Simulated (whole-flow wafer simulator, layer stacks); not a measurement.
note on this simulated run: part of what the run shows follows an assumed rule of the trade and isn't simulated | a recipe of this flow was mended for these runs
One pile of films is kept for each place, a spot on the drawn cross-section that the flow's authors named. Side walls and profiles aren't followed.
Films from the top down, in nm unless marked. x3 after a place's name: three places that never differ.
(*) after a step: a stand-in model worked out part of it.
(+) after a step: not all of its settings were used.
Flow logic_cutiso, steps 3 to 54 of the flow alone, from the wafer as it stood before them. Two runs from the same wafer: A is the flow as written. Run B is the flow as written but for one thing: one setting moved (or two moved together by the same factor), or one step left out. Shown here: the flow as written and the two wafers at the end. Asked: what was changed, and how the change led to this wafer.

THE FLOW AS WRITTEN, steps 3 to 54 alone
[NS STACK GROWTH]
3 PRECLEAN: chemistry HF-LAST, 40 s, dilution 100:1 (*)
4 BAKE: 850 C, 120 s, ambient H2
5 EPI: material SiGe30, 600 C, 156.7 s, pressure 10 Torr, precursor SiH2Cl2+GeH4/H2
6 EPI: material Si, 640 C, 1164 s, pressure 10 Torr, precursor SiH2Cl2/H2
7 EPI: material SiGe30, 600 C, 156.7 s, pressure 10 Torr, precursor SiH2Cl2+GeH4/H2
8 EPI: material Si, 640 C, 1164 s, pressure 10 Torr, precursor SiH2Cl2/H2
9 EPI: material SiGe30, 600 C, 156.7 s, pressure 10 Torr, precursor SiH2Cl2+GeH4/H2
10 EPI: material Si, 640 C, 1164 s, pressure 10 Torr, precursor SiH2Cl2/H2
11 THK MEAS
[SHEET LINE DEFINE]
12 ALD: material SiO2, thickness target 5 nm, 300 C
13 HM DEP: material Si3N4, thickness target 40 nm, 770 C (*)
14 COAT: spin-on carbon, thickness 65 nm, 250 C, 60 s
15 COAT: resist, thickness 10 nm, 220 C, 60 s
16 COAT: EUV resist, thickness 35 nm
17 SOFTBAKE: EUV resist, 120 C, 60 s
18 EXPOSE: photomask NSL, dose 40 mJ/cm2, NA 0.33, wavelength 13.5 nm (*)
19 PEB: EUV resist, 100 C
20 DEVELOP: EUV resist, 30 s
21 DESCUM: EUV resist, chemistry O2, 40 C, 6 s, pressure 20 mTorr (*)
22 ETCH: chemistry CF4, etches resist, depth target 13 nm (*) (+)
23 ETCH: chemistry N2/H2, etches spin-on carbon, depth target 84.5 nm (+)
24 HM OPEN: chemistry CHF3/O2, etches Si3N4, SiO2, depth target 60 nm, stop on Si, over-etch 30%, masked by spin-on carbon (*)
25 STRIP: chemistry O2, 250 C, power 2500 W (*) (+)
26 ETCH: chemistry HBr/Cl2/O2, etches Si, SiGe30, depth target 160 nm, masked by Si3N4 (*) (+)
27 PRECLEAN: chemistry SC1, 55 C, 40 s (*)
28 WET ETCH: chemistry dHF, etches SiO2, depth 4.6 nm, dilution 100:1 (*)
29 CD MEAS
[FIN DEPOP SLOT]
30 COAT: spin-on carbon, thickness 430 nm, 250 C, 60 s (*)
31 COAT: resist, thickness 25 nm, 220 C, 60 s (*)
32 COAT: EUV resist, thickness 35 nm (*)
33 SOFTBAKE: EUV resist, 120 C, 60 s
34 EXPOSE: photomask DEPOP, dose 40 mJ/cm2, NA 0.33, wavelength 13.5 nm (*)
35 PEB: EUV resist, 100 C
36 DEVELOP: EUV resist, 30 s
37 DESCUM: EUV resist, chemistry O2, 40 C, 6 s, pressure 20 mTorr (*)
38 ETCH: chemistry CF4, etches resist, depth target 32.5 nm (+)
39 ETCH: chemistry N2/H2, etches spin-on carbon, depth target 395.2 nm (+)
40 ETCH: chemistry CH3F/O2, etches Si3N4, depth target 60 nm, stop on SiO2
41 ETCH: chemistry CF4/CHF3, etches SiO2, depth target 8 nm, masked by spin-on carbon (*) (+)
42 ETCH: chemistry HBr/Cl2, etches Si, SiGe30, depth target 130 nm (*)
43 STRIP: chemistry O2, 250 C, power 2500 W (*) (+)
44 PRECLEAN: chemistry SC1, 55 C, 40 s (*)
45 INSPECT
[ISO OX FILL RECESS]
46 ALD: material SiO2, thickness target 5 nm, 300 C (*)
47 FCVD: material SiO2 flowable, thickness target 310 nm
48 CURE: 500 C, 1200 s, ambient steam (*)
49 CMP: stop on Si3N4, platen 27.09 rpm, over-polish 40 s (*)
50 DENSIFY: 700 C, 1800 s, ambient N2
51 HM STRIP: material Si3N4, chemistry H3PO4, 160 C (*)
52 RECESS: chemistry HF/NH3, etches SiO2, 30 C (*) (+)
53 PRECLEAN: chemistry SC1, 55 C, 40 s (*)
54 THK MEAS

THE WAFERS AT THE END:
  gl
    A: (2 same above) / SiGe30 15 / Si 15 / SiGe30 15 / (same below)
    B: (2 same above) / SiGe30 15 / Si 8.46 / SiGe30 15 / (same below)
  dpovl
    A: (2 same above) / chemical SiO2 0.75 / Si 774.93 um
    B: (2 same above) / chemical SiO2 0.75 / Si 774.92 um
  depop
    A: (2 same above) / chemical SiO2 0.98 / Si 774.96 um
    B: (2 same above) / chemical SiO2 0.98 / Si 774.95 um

The cause: step 8, EPI: 628 C was run, where the flow has 640 C.

How the change led to this, step by step:
  8 EPI: material Si, 640 C, 1164 s, pressure 10 Torr, precursor SiH2Cl2/H2
      depop, dpovl, gfld and 19 more: A Si +15 (new film) | B Si +8.46 (new film)
  26 ETCH: chemistry HBr/Cl2/O2, etches Si, SiGe30, depth target 160 nm, masked by Si3N4 (*) (+)
      dpovl, gfld, gxf, iso, isow, lnri, nsgap: A chemical SiO2 -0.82 (all of it), Si -12 (all of it), SiGe30 -15 (all of it), Si -15 (all of it), SiGe30 -15 (all of it), Si -15 (all of it), SiGe30 -15 (all of it), Si -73 | B chemical SiO2 -0.82 (all of it), Si -12 (all of it), SiGe30 -15 (all of it), Si -8.46 (all of it), SiGe30 -15 (all of it), Si -15 (all of it), SiGe30 -15 (all of it), Si -79.6
  42 ETCH: chemistry HBr/Cl2, etches Si, SiGe30, depth target 130 nm (*)
      depop: A Si -13.8 (all of it), SiGe30 -15 (all of it), Si -15 (all of it), SiGe30 -15 (all of it), Si -15 (all of it), SiGe30 -15 (all of it), Si -41.2 | B Si -13.8 (all of it), SiGe30 -15 (all of it), Si -8.46 (all of it), SiGe30 -15 (all of it), Si -15 (all of it), SiGe30 -15 (all of it), Si -47.8
